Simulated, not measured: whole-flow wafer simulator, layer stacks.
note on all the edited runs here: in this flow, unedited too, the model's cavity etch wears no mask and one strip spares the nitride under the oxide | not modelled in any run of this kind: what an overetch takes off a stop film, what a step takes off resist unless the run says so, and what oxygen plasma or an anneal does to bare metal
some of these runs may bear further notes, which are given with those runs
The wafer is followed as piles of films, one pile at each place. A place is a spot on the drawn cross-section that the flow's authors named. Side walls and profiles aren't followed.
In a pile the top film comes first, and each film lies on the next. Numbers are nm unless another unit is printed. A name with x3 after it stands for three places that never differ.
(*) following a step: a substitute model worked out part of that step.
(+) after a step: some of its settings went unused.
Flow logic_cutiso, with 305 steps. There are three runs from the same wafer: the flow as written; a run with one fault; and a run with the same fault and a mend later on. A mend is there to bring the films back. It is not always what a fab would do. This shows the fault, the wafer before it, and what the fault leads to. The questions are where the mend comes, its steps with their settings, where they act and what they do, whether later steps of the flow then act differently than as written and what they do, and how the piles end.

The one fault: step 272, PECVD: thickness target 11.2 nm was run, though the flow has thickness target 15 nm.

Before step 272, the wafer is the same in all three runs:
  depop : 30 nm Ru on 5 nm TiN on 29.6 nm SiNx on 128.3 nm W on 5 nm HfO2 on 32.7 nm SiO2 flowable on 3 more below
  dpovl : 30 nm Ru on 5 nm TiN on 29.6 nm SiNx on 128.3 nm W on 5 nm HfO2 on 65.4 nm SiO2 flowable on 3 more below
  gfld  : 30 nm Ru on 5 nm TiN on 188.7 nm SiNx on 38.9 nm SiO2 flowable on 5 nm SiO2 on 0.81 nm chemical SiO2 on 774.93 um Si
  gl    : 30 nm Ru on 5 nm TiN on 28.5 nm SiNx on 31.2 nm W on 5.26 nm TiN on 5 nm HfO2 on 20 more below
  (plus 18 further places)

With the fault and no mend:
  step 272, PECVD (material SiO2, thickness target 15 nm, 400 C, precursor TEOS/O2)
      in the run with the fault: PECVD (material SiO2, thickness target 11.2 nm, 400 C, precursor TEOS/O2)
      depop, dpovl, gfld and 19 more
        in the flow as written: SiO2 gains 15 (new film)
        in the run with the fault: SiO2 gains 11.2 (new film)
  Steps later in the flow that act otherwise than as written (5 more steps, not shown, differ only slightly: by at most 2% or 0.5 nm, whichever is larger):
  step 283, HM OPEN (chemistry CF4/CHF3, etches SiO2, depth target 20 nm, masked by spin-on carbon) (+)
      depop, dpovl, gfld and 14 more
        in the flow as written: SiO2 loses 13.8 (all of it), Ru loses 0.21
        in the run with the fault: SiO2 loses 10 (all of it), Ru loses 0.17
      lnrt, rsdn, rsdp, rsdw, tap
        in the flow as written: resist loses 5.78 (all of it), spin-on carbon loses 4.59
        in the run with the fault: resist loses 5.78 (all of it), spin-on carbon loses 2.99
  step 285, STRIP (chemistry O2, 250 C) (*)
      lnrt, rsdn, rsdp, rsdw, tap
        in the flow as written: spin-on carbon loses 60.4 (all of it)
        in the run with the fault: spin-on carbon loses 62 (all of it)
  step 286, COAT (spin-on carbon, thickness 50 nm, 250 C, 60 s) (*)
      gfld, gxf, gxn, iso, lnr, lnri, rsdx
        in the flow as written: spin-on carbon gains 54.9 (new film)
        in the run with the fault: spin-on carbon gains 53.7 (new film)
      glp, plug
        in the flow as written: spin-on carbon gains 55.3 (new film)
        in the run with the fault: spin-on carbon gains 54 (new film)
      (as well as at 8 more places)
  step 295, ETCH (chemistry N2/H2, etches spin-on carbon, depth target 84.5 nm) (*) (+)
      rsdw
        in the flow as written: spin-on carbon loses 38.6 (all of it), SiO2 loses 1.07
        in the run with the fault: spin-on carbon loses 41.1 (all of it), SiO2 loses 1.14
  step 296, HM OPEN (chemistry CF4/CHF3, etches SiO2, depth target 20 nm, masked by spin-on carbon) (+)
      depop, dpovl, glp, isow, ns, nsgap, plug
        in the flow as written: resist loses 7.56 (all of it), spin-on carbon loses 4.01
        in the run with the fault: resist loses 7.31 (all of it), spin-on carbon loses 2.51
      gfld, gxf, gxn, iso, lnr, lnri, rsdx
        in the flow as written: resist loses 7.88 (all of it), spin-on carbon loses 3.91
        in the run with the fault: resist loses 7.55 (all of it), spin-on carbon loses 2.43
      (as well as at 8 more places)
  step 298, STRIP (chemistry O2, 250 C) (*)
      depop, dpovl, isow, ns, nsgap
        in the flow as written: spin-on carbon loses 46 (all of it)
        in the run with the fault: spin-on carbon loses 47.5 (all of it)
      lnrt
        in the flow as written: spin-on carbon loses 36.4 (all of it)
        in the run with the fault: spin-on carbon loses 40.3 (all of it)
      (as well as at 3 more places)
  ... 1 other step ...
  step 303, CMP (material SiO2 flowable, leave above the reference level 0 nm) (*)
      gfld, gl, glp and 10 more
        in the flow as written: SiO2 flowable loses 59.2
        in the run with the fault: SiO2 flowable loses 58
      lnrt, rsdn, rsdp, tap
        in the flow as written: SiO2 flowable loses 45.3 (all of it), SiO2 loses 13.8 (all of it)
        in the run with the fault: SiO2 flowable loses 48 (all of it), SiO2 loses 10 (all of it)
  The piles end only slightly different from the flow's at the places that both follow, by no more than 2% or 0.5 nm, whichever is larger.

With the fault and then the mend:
  The mend stands after step 272.
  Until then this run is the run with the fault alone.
  step 272a, PECVD (material SiO2, thickness target 3.8 nm, 400 C, precursor TEOS/O2) (the flow's step 272, run once more with other settings)
      depop, dpovl, gfld and 19 more
        SiO2 gains 3.8
  Later steps of the flow that are run all act as written at every place that is followed.
  The piles end the same as the flow's at every place that both follow.
